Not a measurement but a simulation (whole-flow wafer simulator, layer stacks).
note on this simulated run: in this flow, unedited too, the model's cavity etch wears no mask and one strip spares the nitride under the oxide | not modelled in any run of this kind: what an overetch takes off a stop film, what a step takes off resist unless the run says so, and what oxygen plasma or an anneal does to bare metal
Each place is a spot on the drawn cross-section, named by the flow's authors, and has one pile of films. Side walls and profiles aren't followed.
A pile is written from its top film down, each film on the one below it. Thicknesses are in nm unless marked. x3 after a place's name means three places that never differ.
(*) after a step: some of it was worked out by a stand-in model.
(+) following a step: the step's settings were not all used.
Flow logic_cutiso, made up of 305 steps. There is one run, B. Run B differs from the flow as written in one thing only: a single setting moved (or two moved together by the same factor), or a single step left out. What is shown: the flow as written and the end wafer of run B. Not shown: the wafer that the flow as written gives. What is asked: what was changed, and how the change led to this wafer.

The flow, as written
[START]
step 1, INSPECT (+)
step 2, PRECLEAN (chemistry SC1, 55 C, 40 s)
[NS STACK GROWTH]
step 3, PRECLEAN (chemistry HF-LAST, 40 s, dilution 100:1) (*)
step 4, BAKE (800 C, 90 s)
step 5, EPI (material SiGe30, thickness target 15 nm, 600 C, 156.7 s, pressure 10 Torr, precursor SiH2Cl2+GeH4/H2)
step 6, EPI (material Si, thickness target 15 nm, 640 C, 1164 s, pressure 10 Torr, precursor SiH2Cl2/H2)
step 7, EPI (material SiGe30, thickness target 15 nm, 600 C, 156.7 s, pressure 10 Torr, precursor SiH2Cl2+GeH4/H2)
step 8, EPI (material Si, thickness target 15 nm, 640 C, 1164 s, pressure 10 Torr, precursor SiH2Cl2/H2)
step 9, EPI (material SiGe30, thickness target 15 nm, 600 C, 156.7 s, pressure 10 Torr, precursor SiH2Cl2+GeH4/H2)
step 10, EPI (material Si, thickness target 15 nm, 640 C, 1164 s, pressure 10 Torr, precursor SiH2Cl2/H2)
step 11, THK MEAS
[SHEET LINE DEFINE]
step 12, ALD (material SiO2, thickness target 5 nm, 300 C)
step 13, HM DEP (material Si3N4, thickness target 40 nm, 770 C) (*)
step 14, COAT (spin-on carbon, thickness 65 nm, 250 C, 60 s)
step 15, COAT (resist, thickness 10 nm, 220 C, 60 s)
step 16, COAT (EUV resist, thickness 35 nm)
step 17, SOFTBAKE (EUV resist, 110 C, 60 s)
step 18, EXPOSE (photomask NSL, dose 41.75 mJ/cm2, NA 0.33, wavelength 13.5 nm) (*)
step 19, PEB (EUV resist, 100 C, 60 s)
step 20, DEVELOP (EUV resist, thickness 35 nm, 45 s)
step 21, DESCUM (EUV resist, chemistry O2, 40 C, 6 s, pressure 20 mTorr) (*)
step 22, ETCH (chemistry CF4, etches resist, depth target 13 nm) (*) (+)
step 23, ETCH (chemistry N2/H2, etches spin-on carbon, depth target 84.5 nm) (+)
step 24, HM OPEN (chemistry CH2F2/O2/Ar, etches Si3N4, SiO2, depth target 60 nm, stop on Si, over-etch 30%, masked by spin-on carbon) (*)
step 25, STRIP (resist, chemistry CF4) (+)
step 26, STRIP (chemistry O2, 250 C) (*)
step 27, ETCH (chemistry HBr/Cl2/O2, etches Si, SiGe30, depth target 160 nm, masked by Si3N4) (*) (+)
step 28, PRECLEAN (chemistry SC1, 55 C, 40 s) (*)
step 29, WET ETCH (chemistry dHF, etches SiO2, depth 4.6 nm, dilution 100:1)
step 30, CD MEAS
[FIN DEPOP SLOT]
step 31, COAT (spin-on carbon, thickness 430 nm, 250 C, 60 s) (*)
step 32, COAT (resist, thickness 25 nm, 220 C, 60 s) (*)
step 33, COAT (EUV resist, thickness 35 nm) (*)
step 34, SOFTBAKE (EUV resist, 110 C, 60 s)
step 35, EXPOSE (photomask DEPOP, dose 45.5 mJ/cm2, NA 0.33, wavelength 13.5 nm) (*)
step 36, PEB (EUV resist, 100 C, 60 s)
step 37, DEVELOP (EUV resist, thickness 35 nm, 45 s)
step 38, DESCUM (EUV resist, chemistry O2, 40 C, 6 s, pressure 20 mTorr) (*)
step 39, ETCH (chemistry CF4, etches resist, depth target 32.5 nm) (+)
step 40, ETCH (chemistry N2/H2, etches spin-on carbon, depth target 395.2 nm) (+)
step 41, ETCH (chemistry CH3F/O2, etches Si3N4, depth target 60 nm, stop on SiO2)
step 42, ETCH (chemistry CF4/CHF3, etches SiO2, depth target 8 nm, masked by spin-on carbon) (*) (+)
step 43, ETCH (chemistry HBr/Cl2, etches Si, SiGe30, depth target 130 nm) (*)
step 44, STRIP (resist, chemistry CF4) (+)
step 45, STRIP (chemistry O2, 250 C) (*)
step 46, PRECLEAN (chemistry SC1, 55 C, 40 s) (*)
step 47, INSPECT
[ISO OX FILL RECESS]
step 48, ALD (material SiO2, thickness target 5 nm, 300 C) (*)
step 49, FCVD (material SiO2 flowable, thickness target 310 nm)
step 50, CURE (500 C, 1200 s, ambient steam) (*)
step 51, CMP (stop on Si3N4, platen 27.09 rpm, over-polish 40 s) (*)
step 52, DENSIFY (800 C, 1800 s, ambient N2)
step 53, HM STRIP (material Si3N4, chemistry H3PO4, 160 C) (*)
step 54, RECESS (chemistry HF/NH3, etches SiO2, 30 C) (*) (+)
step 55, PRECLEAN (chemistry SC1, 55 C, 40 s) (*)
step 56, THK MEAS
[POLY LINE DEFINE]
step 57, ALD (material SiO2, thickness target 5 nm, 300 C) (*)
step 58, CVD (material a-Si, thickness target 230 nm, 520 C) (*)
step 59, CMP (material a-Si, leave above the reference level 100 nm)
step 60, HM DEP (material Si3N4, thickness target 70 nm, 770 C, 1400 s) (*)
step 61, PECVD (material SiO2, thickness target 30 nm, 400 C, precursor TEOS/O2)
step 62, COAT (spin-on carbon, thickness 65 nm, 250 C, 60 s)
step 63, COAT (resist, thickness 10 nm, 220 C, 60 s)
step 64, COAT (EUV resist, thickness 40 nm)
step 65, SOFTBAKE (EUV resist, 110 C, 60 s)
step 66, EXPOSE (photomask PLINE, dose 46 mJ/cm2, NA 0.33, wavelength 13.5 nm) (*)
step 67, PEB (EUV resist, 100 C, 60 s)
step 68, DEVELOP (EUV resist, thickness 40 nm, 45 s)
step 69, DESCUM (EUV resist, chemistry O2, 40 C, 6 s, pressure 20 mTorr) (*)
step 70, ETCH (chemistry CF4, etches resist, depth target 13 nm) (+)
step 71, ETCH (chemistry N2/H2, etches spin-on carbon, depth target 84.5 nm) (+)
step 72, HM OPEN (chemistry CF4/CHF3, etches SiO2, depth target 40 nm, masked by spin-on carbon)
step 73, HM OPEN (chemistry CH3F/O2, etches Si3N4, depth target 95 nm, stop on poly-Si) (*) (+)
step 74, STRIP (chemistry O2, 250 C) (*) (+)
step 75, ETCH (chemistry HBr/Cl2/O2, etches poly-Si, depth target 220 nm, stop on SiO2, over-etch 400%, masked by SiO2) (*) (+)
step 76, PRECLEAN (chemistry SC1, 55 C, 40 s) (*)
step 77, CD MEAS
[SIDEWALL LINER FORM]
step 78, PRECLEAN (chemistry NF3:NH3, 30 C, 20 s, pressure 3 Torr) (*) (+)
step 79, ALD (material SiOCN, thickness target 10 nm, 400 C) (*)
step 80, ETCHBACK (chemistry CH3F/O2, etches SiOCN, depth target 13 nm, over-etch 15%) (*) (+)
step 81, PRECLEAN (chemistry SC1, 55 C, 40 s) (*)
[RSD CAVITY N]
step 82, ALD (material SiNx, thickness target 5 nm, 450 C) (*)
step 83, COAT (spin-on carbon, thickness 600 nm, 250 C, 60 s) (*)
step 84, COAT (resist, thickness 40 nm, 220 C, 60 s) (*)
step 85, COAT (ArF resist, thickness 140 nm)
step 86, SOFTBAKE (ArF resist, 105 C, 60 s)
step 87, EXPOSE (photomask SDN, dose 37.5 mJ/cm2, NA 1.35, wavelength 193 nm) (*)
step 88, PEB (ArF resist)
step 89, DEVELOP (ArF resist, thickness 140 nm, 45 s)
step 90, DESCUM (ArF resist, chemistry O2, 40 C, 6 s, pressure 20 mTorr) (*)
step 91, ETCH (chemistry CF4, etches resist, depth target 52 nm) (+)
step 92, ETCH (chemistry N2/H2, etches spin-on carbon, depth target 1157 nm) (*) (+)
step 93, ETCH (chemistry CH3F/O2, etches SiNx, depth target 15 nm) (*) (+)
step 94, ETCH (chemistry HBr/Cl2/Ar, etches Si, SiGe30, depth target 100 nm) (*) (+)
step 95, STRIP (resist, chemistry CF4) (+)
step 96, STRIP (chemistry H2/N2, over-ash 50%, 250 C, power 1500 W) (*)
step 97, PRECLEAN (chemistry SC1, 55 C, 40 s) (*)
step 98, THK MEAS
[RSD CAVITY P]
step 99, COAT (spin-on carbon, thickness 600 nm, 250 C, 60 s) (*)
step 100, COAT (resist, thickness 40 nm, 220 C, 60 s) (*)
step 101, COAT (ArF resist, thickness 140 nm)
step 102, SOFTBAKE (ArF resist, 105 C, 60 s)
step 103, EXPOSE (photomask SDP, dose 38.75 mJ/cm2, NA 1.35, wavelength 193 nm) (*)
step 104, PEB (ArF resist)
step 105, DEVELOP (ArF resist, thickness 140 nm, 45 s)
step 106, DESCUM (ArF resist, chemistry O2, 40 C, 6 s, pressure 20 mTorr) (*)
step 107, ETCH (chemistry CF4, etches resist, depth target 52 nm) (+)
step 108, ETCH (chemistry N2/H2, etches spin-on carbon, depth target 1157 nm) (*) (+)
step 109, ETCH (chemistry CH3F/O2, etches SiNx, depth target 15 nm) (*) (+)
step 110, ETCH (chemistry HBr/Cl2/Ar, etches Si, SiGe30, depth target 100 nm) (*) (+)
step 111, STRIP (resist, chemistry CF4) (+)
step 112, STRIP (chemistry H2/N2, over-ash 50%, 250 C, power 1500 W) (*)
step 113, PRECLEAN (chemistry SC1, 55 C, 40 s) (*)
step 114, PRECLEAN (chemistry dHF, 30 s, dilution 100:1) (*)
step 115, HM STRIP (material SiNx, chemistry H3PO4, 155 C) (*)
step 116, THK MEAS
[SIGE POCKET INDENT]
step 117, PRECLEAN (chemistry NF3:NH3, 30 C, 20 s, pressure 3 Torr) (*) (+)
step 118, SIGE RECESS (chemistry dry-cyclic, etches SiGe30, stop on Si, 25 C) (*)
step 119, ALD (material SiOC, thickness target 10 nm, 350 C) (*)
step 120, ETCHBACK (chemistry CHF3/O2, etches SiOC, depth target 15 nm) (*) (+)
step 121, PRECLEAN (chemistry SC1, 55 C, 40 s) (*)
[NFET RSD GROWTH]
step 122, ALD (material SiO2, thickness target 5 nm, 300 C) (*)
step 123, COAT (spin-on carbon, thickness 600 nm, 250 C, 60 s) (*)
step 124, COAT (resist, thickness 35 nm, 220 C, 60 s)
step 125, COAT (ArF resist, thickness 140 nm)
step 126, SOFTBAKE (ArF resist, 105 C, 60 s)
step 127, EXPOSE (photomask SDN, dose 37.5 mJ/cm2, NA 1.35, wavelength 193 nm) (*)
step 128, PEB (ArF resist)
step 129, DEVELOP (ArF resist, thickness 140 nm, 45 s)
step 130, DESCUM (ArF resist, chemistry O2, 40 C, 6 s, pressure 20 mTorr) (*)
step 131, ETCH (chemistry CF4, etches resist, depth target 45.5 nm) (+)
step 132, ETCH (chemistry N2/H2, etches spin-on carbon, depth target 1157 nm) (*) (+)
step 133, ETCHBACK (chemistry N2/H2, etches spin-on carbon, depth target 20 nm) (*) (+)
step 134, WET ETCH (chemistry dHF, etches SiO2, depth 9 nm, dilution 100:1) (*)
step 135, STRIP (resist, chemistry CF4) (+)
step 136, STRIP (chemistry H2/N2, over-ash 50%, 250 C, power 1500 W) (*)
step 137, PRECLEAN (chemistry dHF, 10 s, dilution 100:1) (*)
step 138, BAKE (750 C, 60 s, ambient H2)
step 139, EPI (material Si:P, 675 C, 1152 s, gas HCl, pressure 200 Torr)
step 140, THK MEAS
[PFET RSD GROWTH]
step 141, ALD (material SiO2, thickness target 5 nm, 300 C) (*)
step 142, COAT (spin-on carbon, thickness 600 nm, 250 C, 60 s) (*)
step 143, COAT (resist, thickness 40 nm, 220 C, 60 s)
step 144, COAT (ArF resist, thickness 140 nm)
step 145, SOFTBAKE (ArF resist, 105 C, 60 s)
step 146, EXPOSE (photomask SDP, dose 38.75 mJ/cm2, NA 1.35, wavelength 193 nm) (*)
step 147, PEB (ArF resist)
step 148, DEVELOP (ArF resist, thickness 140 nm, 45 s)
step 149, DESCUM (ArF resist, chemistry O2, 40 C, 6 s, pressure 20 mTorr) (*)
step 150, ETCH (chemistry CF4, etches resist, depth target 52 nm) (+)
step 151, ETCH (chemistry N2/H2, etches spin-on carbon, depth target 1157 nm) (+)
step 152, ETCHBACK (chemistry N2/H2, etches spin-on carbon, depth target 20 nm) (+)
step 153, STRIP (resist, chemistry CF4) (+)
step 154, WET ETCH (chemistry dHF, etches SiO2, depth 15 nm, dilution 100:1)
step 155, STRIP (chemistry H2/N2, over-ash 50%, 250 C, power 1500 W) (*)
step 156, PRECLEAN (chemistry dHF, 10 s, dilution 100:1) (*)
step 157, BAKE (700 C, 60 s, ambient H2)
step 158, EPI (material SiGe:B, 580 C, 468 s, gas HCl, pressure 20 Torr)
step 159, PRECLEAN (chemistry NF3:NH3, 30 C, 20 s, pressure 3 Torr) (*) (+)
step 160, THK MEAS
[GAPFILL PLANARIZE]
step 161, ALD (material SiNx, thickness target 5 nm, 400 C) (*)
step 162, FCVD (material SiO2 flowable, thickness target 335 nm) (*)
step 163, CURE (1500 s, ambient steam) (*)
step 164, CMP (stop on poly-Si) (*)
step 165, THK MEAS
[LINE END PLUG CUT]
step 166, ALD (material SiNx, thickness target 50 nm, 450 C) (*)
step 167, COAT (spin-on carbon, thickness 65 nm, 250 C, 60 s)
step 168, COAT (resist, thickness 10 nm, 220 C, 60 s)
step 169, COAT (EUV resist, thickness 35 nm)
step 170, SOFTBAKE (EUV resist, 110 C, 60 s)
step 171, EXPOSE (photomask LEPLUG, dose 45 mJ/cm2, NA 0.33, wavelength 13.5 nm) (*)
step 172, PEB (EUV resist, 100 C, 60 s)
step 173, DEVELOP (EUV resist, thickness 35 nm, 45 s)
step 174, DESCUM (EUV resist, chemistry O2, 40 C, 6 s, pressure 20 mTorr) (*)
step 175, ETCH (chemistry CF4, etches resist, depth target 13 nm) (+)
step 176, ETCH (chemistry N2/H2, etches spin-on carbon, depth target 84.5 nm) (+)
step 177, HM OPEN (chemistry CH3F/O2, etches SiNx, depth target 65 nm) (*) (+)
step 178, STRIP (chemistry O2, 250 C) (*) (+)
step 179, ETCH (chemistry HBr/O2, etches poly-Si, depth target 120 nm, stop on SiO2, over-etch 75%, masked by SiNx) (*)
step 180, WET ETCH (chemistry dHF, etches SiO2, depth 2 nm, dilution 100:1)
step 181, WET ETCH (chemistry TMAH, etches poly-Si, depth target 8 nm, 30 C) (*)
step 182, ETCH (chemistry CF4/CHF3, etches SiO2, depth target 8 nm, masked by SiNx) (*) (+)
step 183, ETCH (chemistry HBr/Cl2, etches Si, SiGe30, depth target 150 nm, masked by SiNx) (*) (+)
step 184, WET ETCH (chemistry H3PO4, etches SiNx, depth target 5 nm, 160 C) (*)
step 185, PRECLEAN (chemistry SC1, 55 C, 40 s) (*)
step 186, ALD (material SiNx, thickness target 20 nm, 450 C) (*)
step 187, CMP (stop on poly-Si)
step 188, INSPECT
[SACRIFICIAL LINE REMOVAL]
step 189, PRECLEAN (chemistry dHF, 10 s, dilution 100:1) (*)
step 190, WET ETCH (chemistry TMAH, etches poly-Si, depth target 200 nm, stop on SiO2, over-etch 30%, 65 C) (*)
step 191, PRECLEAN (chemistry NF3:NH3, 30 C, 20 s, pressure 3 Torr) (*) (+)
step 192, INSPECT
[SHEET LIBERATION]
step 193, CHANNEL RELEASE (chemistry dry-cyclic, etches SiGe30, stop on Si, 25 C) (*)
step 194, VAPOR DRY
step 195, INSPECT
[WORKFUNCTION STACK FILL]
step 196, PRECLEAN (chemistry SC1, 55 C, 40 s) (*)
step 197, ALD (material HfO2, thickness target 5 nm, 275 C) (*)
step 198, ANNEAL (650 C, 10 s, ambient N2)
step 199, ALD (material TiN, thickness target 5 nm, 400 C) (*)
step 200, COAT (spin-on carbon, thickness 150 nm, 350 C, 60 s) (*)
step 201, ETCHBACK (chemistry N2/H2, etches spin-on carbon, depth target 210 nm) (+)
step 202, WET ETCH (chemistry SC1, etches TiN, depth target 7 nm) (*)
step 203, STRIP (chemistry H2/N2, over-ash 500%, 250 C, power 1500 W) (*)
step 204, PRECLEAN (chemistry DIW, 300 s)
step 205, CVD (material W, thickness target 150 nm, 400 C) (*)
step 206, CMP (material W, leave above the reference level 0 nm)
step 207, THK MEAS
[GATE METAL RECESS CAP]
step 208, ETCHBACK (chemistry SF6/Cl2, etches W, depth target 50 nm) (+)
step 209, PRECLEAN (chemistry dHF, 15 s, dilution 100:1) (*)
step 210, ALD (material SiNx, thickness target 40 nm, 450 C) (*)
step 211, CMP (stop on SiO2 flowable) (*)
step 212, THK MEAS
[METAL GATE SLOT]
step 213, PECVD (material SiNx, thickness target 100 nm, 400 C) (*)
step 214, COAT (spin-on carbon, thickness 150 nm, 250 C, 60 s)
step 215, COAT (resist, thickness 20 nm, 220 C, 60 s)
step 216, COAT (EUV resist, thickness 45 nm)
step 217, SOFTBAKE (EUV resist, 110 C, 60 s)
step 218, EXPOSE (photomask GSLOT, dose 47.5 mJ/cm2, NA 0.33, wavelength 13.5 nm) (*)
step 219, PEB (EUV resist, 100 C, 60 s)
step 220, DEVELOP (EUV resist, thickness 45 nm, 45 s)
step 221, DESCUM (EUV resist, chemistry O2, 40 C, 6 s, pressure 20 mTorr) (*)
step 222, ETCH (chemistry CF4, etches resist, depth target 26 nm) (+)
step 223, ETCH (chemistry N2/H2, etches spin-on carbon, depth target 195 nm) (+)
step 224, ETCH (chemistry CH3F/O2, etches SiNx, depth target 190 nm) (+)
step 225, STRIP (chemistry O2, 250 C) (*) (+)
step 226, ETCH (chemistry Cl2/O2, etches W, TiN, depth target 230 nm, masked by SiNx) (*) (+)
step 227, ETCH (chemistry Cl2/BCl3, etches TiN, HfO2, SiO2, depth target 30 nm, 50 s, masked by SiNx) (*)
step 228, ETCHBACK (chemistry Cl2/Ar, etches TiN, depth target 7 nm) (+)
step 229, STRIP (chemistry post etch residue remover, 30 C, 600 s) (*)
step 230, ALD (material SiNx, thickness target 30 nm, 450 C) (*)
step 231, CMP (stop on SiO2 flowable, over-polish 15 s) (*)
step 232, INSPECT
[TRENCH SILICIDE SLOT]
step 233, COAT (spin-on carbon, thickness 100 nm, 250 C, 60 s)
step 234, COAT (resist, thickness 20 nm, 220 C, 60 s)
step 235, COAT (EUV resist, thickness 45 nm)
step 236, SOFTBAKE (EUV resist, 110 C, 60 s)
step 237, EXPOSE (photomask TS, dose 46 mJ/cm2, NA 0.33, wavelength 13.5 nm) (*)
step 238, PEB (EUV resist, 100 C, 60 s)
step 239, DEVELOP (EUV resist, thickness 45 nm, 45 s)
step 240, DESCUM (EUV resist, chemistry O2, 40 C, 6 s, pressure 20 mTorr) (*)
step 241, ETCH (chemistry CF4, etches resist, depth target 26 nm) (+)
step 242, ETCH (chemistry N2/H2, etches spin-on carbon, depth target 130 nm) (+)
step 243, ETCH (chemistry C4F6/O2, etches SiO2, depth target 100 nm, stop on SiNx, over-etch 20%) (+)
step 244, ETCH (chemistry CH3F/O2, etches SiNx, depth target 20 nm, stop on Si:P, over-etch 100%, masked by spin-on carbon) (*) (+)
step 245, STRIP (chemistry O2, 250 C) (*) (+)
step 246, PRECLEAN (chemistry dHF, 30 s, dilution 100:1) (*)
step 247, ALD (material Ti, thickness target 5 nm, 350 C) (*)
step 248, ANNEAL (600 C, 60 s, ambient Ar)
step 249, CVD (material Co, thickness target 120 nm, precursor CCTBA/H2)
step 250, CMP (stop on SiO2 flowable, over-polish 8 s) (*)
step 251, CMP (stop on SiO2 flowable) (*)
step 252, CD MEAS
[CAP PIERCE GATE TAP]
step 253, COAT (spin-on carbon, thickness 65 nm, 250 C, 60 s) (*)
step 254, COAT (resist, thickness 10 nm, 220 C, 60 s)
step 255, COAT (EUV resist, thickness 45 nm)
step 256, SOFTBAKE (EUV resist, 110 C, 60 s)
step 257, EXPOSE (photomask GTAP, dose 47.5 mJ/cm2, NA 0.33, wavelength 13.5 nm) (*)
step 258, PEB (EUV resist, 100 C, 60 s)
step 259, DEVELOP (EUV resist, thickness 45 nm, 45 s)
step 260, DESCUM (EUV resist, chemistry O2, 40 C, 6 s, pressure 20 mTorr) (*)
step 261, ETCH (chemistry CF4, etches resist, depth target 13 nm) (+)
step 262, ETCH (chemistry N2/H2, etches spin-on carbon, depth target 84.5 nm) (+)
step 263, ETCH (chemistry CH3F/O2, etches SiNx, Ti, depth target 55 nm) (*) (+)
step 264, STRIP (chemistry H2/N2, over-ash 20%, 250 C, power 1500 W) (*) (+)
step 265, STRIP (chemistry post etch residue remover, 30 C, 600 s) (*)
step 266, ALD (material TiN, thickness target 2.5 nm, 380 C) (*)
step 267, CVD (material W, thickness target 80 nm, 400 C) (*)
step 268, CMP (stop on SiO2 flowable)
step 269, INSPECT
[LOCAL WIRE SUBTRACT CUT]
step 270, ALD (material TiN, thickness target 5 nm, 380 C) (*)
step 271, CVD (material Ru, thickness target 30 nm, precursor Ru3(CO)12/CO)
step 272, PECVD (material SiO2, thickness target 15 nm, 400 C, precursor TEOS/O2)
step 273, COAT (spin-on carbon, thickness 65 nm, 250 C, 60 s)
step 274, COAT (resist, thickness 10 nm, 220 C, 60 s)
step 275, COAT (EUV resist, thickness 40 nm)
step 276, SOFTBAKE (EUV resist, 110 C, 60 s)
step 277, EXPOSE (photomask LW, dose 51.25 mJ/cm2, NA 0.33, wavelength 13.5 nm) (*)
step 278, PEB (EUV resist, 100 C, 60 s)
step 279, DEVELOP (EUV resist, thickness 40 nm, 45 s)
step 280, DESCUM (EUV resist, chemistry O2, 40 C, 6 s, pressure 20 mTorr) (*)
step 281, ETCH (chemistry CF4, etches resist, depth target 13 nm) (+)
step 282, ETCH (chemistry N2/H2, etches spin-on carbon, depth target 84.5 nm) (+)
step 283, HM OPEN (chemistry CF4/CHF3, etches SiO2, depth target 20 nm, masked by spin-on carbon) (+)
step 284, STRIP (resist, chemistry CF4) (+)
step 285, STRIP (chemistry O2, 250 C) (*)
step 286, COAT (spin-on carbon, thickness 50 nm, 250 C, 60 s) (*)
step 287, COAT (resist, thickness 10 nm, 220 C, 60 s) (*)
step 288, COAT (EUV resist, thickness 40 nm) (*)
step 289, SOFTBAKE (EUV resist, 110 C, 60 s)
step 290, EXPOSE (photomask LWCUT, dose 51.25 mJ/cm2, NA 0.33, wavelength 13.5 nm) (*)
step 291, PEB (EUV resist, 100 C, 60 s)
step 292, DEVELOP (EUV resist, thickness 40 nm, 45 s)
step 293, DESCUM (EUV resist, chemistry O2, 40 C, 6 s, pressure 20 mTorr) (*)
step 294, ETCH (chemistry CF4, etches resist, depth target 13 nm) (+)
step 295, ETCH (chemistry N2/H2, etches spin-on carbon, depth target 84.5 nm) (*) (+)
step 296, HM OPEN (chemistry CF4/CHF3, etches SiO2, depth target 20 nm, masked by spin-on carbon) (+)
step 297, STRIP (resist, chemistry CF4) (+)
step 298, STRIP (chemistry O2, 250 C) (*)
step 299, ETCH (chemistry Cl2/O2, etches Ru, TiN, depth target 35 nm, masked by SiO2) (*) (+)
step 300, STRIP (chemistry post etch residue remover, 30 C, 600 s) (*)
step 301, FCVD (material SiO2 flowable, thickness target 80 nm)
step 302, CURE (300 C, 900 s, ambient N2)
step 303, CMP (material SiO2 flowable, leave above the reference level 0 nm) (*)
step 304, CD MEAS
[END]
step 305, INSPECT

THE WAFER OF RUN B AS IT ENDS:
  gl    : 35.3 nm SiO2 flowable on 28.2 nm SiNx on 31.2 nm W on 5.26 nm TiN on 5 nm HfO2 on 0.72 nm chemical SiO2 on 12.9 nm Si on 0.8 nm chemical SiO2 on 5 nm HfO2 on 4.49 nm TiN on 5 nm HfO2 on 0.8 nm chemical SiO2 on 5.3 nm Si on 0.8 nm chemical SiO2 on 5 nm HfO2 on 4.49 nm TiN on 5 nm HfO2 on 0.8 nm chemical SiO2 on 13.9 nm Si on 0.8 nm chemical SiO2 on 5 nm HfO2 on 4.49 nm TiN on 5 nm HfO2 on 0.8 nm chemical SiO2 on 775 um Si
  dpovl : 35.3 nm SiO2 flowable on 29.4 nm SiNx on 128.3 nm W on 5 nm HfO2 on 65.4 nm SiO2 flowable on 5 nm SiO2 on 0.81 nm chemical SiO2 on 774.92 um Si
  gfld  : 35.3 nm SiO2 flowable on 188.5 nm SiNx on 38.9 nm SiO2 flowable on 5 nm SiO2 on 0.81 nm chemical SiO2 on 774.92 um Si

What caused this: step 8, EPI: 494.9 s was run, whereas the flow has 1164 s.

How this came from the change, step by step:
  step 8, EPI (material Si, thickness target 15 nm, 640 C, 1164 s, pressure 10 Torr, precursor SiH2Cl2/H2)
      depop, dpovl, gfld and 19 more: Si gains 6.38 (new film) (as written it would have been: Si gains 15 (new film))
  step 27, ETCH (chemistry HBr/Cl2/O2, etches Si, SiGe30, depth target 160 nm, masked by Si3N4) (*) (+)
      gfld, gxf, iso, lnri: chemical SiO2 loses 0.79 (all of it), Si loses 11.4 (all of it), SiGe30 loses 15 (all of it), Si loses 6.38 (all of it), SiGe30 loses 15 (all of it), Si loses 15 (all of it), SiGe30 loses 15 (all of it), Si loses 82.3 (as written it would have been: chemical SiO2 loses 0.79 (all of it), Si loses 11.4 (all of it), SiGe30 loses 15 (all of it), Si loses 15 (all of it), SiGe30 loses 15 (all of it), Si loses 15 (all of it), SiGe30 loses 15 (all of it), Si loses 73.6)
      dpovl, nsgap: chemical SiO2 loses 0.79 (all of it), Si loses 11.8 (all of it), SiGe30 loses 15 (all of it), Si loses 6.38 (all of it), SiGe30 loses 15 (all of it), Si loses 15 (all of it), SiGe30 loses 15 (all of it), Si loses 81.9 (as written it would have been: chemical SiO2 loses 0.79 (all of it), Si loses 11.8 (all of it), SiGe30 loses 15 (all of it), Si loses 15 (all of it), SiGe30 loses 15 (all of it), Si loses 15 (all of it), SiGe30 loses 15 (all of it), Si loses 73.2)
      (as well as at 1 more place)
  step 43, ETCH (chemistry HBr/Cl2, etches Si, SiGe30, depth target 130 nm) (*)
      depop: Si loses 14 (all of it), SiGe30 loses 15 (all of it), Si loses 6.38 (all of it), SiGe30 loses 15 (all of it), Si loses 15 (all of it), SiGe30 loses 15 (all of it), Si loses 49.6 (as written it would have been: Si loses 14 (all of it), SiGe30 loses 15 (all of it), Si loses 15 (all of it), SiGe30 loses 15 (all of it), Si loses 15 (all of it), SiGe30 loses 15 (all of it), Si loses 41)
  step 94, ETCH (chemistry HBr/Cl2/Ar, etches Si, SiGe30, depth target 100 nm) (*) (+)
      rsdn, rsdx: chemical SiO2 loses 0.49 (all of it), Si loses 12.8 (all of it), SiGe30 loses 15 (all of it), Si loses 6.38 (all of it), SiGe30 loses 15 (all of it), Si loses 15 (all of it), SiGe30 loses 15 (all of it), Si loses 20.8 (as written it would have been: chemical SiO2 loses 0.49 (all of it), Si loses 12.8 (all of it), SiGe30 loses 15 (all of it), Si loses 15 (all of it), SiGe30 loses 15 (all of it), Si loses 15 (all of it), SiGe30 loses 15 (all of it), Si loses 12.2)
  step 110, ETCH (chemistry HBr/Cl2/Ar, etches Si, SiGe30, depth target 100 nm) (*) (+)
      rsdp, rsdw: chemical SiO2 loses 0.49 (all of it), Si loses 12.8 (all of it), SiGe30 loses 15 (all of it), Si loses 6.38 (all of it), SiGe30 loses 15 (all of it), Si loses 15 (all of it), SiGe30 loses 15 (all of it), Si loses 20.8 (as written it would have been: chemical SiO2 loses 0.49 (all of it), Si loses 12.8 (all of it), SiGe30 loses 15 (all of it), Si loses 15 (all of it), SiGe30 loses 15 (all of it), Si loses 15 (all of it), SiGe30 loses 15 (all of it), Si loses 12.2)
  step 183, ETCH (chemistry HBr/Cl2, etches Si, SiGe30, depth target 150 nm, masked by SiNx) (*) (+)
      plug: Si loses 13.6 (all of it), SiGe30 loses 15 (all of it), Si loses 6.38 (all of it), SiGe30 loses 15 (all of it), Si loses 15 (all of it), SiGe30 loses 15 (all of it), Si loses 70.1 (as written it would have been: Si loses 13.6 (all of it), SiGe30 loses 15 (all of it), Si loses 15 (all of it), SiGe30 loses 15 (all of it), Si loses 15 (all of it), SiGe30 loses 15 (all of it), Si loses 61.4)
